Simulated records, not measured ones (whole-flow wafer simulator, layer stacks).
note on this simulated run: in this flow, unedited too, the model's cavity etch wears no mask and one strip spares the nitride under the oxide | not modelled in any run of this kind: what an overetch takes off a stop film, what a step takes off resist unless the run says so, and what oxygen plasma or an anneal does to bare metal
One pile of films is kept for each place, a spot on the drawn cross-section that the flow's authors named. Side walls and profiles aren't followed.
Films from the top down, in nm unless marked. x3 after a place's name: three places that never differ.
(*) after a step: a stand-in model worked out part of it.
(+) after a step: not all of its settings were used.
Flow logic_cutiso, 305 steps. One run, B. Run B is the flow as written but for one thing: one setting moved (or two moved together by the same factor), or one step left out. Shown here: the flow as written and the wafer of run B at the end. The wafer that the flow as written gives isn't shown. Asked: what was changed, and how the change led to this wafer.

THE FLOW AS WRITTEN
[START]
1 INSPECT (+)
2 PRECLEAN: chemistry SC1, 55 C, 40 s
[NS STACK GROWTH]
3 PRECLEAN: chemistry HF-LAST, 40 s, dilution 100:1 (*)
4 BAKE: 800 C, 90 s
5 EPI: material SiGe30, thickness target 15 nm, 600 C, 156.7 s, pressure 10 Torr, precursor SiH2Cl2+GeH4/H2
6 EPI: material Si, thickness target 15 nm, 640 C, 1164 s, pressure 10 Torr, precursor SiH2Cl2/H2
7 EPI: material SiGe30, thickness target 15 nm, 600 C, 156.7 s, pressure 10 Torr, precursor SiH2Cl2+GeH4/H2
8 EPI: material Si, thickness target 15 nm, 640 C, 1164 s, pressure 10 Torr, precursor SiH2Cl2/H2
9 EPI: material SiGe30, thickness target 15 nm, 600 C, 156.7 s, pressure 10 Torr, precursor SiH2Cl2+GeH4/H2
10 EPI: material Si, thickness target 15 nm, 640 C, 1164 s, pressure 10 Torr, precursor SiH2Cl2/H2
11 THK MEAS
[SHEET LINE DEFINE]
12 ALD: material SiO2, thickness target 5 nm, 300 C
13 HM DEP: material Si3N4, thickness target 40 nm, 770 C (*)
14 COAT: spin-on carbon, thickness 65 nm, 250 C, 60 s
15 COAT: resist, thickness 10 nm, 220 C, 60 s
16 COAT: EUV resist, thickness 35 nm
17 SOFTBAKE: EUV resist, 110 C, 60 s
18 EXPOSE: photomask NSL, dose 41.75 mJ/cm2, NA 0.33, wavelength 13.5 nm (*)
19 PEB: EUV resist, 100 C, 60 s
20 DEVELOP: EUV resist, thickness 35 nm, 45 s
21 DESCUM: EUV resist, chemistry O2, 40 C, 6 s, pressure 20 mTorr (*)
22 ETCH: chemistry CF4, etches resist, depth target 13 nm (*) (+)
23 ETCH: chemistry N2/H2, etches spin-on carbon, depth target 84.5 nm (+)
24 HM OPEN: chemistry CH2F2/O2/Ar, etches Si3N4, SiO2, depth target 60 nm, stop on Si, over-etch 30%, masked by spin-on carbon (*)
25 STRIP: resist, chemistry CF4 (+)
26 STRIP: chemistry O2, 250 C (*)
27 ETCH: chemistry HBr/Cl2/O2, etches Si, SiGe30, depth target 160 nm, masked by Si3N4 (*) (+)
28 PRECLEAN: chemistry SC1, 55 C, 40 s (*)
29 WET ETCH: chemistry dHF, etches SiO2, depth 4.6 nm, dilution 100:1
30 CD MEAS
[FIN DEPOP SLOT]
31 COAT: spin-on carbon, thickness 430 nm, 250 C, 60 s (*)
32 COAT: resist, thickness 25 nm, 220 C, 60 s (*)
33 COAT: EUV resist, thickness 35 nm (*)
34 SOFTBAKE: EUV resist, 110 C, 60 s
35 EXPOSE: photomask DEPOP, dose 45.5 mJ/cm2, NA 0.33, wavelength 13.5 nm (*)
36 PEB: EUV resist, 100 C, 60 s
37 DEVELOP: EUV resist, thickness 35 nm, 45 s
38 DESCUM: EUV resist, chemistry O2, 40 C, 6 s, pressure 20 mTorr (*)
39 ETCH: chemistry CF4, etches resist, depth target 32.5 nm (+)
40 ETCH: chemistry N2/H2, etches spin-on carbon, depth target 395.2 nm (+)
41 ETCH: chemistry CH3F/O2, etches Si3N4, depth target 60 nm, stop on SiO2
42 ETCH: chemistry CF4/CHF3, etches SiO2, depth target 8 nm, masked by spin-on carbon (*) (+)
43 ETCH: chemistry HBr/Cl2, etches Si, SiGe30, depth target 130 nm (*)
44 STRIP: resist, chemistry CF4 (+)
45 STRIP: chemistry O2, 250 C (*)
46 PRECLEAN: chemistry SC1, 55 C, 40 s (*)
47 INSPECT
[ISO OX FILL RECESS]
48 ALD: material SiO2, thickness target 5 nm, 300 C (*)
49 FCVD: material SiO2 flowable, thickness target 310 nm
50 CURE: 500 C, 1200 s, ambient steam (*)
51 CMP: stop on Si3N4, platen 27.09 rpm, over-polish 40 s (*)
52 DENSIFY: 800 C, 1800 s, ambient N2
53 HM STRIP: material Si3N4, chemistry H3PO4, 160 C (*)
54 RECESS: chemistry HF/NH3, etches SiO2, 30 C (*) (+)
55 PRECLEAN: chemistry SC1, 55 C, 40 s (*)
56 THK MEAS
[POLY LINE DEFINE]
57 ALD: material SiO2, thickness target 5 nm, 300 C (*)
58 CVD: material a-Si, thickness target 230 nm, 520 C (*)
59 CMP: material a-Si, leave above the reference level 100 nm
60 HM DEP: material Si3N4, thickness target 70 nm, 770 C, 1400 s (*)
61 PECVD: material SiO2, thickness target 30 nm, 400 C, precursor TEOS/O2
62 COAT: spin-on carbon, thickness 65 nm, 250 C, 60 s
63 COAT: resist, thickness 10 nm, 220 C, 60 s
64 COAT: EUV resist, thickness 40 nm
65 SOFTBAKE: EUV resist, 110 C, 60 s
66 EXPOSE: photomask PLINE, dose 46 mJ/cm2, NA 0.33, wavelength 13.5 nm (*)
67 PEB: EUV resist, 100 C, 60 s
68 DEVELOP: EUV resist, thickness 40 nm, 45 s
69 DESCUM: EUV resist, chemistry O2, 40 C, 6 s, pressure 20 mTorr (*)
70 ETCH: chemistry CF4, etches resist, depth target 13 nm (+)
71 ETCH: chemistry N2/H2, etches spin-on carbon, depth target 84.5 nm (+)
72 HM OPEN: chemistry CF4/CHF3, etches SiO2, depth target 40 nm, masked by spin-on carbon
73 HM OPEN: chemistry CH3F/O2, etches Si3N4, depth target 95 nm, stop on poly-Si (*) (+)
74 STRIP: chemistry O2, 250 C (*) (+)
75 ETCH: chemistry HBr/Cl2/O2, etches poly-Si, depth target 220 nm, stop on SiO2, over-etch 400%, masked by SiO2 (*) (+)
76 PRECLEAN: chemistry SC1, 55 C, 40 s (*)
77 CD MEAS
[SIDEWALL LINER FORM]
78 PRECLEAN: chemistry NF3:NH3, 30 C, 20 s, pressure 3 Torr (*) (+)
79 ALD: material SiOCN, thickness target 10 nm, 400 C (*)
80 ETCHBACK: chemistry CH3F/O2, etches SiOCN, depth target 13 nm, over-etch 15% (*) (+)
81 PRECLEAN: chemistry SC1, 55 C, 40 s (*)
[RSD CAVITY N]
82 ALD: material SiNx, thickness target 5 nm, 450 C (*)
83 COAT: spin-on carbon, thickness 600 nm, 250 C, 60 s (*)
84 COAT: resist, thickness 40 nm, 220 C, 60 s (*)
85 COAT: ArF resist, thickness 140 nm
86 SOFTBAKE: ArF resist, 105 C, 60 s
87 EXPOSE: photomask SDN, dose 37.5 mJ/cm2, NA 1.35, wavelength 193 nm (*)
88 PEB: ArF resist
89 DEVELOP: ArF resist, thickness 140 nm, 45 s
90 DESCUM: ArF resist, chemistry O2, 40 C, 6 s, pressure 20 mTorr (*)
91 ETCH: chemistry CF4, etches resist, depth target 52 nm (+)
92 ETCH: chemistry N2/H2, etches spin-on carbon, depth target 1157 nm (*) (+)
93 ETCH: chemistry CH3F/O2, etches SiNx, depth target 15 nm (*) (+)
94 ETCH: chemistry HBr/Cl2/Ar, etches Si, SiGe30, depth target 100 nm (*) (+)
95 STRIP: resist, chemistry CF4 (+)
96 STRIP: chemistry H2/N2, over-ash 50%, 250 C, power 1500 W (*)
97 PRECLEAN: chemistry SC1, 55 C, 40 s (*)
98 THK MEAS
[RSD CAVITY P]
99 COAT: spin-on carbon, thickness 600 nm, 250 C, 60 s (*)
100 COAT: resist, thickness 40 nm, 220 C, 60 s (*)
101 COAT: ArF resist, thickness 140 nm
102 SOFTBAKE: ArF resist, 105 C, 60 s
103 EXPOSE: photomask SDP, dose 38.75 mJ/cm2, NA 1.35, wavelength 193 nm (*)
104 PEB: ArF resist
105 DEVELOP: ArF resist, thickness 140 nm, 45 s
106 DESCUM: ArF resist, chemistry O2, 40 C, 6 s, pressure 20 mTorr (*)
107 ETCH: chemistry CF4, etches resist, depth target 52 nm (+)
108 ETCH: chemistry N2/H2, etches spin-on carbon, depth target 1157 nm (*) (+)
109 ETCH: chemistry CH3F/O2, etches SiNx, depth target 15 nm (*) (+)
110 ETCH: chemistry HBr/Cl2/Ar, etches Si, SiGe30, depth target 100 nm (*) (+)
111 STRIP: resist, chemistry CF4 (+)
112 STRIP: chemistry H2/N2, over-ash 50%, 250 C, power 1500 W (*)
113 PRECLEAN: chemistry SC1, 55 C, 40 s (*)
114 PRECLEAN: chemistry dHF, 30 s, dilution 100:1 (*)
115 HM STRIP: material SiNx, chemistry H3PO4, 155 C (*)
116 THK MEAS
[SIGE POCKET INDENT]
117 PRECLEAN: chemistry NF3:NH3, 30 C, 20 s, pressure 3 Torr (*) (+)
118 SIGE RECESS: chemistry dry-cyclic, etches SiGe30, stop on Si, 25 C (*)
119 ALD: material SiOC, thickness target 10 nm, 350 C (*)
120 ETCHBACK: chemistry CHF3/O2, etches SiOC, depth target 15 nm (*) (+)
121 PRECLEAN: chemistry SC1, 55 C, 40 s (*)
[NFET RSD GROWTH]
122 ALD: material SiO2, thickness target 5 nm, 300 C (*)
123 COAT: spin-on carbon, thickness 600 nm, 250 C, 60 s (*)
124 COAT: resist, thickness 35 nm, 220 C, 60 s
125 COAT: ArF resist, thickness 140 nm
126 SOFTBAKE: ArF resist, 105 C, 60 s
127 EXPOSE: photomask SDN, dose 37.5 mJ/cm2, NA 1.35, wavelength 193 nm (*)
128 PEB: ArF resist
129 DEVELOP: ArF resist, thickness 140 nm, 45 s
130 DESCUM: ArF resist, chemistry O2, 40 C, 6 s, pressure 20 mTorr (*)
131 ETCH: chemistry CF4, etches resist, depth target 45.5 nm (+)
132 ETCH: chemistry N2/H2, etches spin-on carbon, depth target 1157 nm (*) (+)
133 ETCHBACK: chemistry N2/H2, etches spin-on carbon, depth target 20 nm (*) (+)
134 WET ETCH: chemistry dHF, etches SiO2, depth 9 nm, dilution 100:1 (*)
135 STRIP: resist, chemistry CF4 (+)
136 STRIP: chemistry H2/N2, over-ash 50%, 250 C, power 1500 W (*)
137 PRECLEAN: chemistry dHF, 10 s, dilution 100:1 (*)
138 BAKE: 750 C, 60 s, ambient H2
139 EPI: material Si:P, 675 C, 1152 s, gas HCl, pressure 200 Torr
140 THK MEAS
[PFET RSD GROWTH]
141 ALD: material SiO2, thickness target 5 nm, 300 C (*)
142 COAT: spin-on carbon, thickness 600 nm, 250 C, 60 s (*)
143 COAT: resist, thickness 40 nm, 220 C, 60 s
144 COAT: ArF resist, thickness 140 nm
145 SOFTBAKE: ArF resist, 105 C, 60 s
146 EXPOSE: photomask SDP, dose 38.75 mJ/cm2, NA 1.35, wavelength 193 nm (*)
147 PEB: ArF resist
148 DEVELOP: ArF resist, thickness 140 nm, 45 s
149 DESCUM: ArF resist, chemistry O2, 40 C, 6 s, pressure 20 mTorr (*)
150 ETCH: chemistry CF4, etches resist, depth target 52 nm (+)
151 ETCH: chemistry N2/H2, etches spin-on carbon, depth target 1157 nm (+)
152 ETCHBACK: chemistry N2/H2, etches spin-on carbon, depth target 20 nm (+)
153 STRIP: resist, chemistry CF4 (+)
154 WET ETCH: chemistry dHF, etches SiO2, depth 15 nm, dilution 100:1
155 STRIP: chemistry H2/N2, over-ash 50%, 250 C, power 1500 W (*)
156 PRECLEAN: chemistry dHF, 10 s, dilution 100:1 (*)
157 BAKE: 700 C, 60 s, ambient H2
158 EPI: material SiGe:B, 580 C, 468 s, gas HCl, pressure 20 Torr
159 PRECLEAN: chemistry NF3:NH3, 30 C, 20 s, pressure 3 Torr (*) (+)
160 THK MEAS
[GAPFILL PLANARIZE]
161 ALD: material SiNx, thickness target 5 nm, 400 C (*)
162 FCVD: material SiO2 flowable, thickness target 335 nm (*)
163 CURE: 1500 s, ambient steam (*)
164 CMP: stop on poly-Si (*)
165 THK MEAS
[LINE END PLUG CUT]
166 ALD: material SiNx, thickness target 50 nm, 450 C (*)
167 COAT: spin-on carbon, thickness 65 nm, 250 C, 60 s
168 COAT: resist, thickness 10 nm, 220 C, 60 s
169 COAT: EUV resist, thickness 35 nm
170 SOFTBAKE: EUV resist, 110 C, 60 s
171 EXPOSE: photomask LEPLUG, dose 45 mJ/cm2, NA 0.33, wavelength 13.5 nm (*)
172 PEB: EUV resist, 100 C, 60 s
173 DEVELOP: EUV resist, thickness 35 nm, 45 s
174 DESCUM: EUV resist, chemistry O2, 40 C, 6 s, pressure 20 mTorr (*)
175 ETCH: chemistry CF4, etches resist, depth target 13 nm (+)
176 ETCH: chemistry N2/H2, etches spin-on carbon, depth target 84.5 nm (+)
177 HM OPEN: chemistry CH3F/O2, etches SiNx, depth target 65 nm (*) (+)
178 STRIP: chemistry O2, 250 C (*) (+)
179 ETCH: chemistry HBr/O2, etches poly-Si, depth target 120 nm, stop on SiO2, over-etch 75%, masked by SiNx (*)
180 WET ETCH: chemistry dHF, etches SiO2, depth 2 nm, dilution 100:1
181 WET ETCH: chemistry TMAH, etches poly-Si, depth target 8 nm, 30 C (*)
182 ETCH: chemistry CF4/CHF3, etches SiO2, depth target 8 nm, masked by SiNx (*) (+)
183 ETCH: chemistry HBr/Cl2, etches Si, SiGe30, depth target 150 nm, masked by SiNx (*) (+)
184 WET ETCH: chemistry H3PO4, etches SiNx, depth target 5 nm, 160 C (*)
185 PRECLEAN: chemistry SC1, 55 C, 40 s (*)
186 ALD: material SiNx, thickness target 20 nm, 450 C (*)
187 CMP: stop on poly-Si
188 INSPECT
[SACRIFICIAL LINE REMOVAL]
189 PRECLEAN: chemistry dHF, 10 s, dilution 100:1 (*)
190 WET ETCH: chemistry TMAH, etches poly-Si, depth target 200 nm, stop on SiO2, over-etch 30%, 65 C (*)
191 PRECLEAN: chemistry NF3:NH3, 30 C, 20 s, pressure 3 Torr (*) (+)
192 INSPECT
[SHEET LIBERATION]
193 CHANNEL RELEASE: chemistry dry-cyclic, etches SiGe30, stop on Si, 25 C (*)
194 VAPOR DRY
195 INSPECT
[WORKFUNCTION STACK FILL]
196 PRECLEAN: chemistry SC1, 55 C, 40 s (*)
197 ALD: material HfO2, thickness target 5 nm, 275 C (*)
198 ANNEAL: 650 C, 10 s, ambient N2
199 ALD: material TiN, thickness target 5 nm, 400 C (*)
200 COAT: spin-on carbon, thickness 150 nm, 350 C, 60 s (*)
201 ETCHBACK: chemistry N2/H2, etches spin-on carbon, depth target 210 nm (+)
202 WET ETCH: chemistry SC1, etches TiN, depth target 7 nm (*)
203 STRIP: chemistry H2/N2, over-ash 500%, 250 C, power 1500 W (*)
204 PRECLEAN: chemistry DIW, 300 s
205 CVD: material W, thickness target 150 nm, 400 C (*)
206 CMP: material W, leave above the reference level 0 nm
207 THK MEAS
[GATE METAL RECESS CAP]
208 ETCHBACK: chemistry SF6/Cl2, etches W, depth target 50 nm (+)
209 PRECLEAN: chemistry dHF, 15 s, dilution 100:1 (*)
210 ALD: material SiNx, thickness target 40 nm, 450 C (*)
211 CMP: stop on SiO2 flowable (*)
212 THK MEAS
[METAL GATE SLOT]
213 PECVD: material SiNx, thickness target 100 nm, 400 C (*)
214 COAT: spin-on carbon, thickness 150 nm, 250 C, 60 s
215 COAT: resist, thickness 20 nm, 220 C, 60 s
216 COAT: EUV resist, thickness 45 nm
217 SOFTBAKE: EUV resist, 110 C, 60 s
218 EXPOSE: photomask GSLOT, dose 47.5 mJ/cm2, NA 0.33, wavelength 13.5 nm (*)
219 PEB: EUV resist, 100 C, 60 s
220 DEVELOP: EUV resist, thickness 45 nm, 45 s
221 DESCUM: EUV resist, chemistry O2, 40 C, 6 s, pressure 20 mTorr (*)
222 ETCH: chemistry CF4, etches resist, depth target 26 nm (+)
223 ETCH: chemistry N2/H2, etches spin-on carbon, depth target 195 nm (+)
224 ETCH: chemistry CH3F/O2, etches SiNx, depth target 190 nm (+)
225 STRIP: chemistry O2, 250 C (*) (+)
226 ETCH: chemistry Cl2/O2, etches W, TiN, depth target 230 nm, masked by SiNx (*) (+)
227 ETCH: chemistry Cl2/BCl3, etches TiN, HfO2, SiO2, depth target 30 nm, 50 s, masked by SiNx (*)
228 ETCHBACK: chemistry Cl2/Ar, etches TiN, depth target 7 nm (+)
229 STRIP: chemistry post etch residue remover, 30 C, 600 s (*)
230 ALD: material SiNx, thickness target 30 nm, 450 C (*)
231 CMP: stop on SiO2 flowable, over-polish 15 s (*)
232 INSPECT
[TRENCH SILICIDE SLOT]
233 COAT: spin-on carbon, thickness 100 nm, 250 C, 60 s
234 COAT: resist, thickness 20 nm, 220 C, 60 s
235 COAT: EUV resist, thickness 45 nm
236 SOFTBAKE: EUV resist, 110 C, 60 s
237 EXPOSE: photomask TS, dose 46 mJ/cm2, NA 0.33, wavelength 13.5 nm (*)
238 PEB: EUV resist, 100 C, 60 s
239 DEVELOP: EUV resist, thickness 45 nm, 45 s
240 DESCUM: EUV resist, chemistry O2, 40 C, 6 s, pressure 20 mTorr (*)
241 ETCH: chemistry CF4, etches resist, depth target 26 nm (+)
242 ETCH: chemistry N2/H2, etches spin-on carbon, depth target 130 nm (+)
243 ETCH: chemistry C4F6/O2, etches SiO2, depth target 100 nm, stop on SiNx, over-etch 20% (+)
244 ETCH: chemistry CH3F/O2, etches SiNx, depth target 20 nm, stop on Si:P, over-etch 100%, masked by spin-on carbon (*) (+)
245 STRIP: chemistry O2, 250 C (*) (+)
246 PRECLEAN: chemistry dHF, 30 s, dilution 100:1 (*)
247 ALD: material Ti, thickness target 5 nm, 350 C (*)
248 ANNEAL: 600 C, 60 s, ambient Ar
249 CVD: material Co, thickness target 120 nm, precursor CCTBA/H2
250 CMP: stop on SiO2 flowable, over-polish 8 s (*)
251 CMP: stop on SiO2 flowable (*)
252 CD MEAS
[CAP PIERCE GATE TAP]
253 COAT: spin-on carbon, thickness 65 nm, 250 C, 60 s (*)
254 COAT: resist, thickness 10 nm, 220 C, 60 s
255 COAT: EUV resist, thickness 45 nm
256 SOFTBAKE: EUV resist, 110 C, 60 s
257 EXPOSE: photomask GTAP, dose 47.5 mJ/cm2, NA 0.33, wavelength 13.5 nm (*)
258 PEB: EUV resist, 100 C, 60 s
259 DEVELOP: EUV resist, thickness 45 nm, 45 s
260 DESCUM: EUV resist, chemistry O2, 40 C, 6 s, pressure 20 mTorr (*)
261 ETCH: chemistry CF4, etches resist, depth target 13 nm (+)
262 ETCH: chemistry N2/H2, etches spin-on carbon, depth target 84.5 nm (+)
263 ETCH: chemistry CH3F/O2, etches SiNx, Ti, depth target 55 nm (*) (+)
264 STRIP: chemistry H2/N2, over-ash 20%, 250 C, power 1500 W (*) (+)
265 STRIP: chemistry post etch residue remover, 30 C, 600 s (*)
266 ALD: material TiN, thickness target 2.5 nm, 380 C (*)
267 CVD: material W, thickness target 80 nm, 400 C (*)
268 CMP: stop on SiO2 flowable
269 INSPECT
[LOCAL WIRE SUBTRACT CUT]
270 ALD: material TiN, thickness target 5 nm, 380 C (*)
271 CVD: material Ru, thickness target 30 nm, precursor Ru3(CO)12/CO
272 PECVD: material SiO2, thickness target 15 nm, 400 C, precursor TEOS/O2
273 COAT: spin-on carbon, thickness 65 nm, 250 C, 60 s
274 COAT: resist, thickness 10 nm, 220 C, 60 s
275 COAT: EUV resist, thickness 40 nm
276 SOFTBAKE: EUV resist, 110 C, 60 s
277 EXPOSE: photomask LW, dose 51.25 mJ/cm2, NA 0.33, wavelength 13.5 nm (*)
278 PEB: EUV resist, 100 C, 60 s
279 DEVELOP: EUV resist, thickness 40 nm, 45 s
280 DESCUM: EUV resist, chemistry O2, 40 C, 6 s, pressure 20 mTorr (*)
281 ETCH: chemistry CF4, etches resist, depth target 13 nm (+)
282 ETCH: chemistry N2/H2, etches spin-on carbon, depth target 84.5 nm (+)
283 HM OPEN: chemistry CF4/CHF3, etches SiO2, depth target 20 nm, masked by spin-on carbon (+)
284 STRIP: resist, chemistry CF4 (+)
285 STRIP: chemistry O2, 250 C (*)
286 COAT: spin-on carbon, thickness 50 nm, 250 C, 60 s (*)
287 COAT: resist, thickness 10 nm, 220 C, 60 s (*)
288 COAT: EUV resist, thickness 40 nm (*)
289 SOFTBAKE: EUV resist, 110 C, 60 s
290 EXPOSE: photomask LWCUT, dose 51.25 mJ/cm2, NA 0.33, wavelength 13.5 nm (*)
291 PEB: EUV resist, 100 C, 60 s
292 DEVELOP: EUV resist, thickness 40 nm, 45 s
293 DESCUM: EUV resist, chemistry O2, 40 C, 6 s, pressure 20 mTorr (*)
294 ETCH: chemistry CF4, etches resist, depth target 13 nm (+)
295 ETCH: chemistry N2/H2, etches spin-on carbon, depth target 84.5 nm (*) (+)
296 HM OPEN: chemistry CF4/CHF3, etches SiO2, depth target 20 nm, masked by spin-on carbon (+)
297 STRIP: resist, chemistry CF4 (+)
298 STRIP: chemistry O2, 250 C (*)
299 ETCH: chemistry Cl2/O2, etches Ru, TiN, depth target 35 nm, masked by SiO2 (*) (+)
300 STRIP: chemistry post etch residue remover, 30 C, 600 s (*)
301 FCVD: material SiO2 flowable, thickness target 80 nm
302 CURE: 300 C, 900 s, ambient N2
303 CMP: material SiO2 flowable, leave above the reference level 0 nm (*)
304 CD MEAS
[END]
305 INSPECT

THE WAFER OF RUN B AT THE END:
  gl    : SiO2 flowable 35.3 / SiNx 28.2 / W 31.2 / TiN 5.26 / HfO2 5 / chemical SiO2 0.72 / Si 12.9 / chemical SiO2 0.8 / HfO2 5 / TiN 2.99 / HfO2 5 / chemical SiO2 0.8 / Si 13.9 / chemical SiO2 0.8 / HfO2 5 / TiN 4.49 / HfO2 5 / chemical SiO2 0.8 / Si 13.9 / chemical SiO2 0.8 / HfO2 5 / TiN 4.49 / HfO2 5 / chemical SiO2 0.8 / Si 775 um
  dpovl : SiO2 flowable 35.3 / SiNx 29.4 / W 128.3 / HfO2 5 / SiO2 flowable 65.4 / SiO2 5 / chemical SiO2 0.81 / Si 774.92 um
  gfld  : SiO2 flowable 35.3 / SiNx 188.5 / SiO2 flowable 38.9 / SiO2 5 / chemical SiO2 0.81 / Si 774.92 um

The cause: step 9, EPI: thickness target 13.5 nm was run, where the flow has thickness target 15 nm; step 9, EPI: 141 s was run, where the flow has 156.7 s.

How the change led to this, step by step:
  9 EPI: material SiGe30, thickness target 15 nm, 600 C, 156.7 s, pressure 10 Torr, precursor SiH2Cl2+GeH4/H2
      depop, dpovl, gfld and 19 more: SiGe30 +13.5 (new film) (as written it would be: SiGe30 +15 (new film))
  27 ETCH: chemistry HBr/Cl2/O2, etches Si, SiGe30, depth target 160 nm, masked by Si3N4 (*) (+)
      gfld, gxf, iso, lnri: chemical SiO2 -0.79 (all of it), Si -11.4 (all of it), SiGe30 -13.5 (all of it), Si -15 (all of it), SiGe30 -15 (all of it), Si -15 (all of it), SiGe30 -15 (all of it), Si -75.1 (as written it would be: chemical SiO2 -0.79 (all of it), Si -11.4 (all of it), SiGe30 -15 (all of it), Si -15 (all of it), SiGe30 -15 (all of it), Si -15 (all of it), SiGe30 -15 (all of it), Si -73.6)
      dpovl, nsgap: chemical SiO2 -0.79 (all of it), Si -11.8 (all of it), SiGe30 -13.5 (all of it), Si -15 (all of it), SiGe30 -15 (all of it), Si -15 (all of it), SiGe30 -15 (all of it), Si -74.7 (as written it would be: chemical SiO2 -0.79 (all of it), Si -11.8 (all of it), SiGe30 -15 (all of it), Si -15 (all of it), SiGe30 -15 (all of it), Si -15 (all of it), SiGe30 -15 (all of it), Si -73.2)
      (and at 1 more place)
  43 ETCH: chemistry HBr/Cl2, etches Si, SiGe30, depth target 130 nm (*)
      depop: Si -14 (all of it), SiGe30 -13.5 (all of it), Si -15 (all of it), SiGe30 -15 (all of it), Si -15 (all of it), SiGe30 -15 (all of it), Si -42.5 (as written it would be: Si -14 (all of it), SiGe30 -15 (all of it), Si -15 (all of it), SiGe30 -15 (all of it), Si -15 (all of it), SiGe30 -15 (all of it), Si -41)
  94 ETCH: chemistry HBr/Cl2/Ar, etches Si, SiGe30, depth target 100 nm (*) (+)
      rsdn, rsdx: chemical SiO2 -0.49 (all of it), Si -12.8 (all of it), SiGe30 -13.5 (all of it), Si -15 (all of it), SiGe30 -15 (all of it), Si -15 (all of it), SiGe30 -15 (all of it), Si -13.7 (as written it would be: chemical SiO2 -0.49 (all of it), Si -12.8 (all of it), SiGe30 -15 (all of it), Si -15 (all of it), SiGe30 -15 (all of it), Si -15 (all of it), SiGe30 -15 (all of it), Si -12.2)
  110 ETCH: chemistry HBr/Cl2/Ar, etches Si, SiGe30, depth target 100 nm (*) (+)
      rsdp, rsdw: chemical SiO2 -0.49 (all of it), Si -12.8 (all of it), SiGe30 -13.5 (all of it), Si -15 (all of it), SiGe30 -15 (all of it), Si -15 (all of it), SiGe30 -15 (all of it), Si -13.7 (as written it would be: chemical SiO2 -0.49 (all of it), Si -12.8 (all of it), SiGe30 -15 (all of it), Si -15 (all of it), SiGe30 -15 (all of it), Si -15 (all of it), SiGe30 -15 (all of it), Si -12.2)
  118 SIGE RECESS: chemistry dry-cyclic, etches SiGe30, stop on Si, 25 C (*)
      lnr, lnrp, lnrt: SiOCN -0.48, Si -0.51, cavity +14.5 (new film), SiGe30 -13.5 (all of it), Si -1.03, cavity +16 (new film), SiGe30 -15 (all of it), Si -1.03, cavity +16 (new film), SiGe30 -15 (all of it), Si -0.51 (as written it would be: SiOCN -0.48, Si -0.51, cavity +16 (new film), SiGe30 -15 (all of it), Si -1.03, cavity +16 (new film), SiGe30 -15 (all of it), Si -1.03, cavity +16 (new film), SiGe30 -15 (all of it), Si -0.51)
  119 ALD: material SiOC, thickness target 10 nm, 350 C (*)
      lnr, lnrp, lnrt: SiOC +10 (new film), SiOC +14.5 (new film), cavity -14.5 (all of it), SiOC +16 (new film), cavity -16 (all of it), SiOC +16 (new film), cavity -16 (all of it) (as written it would be: SiOC +10 (new film), SiOC +16 (new film), cavity -16 (all of it), SiOC +16 (new film), cavity -16 (all of it), SiOC +16 (new film), cavity -16 (all of it))
  183 ETCH: chemistry HBr/Cl2, etches Si, SiGe30, depth target 150 nm, masked by SiNx (*) (+)
      plug: Si -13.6 (all of it), SiGe30 -13.5 (all of it), Si -15 (all of it), SiGe30 -15 (all of it), Si -15 (all of it), SiGe30 -15 (all of it), Si -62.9 (as written it would be: Si -13.6 (all of it), SiGe30 -15 (all of it), Si -15 (all of it), SiGe30 -15 (all of it), Si -15 (all of it), SiGe30 -15 (all of it), Si -61.4)
  193 CHANNEL RELEASE: chemistry dry-cyclic, etches SiGe30, stop on Si, 25 C (*)
      gl, glp, gxn, gxp, ns, tap: chemical SiO2 +0.8 (new film), Si -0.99, chemical SiO2 +0.8 (new film), cavity +13 (new film), chemical SiO2 +0.8 (new film), SiGe30 -13.5 (all of it), Si -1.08, chemical SiO2 +0.8 (new film), cavity +14.5 (new film), chemical SiO2 +0.8 (new film), SiGe30 -15 (all of it), Si -1.08, chemical SiO2 +0.8 (new film), cavity +14.5 (new film), chemical SiO2 +0.8 (new film), SiGe30 -15 (all of it), Si -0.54 (as written it would be: chemical SiO2 +0.8 (new film), Si -0.99, chemical SiO2 +0.8 (new film), cavity +14.5 (new film), chemical SiO2 +0.8 (new film), SiGe30 -15 (all of it), Si -1.08, chemical SiO2 +0.8 (new film), cavity +14.5 (new film), chemical SiO2 +0.8 (new film), SiGe30 -15 (all of it), Si -1.08, chemical SiO2 +0.8 (new film), cavity +14.5 (new film), chemical SiO2 +0.8 (new film), SiGe30 -15 (all of it), Si -0.54)
  199 ALD: material TiN, thickness target 5 nm, 400 C (*)
      gl, glp, tap: TiN +5.26 (new film), TiN +2.99 (new film), cavity -2.99 (all of it), TiN +4.49 (new film), cavity -4.49 (all of it), TiN +4.49 (new film), cavity -4.49 (all of it) (as written it would be: TiN +5.26 (new film), TiN +4.49 (new film), cavity -4.49 (all of it), TiN +4.49 (new film), cavity -4.49 (all of it), TiN +4.49 (new film), cavity -4.49 (all of it))
      gxn, gxp, ns: TiN +5 (new film), TiN +2.99 (new film), cavity -2.99 (all of it), TiN +4.49 (new film), cavity -4.49 (all of it), TiN +4.49 (new film), cavity -4.49 (all of it) (as written it would be: TiN +5 (new film), TiN +4.49 (new film), cavity -4.49 (all of it), TiN +4.49 (new film), cavity -4.49 (all of it), TiN +4.49 (new film), cavity -4.49 (all of it))
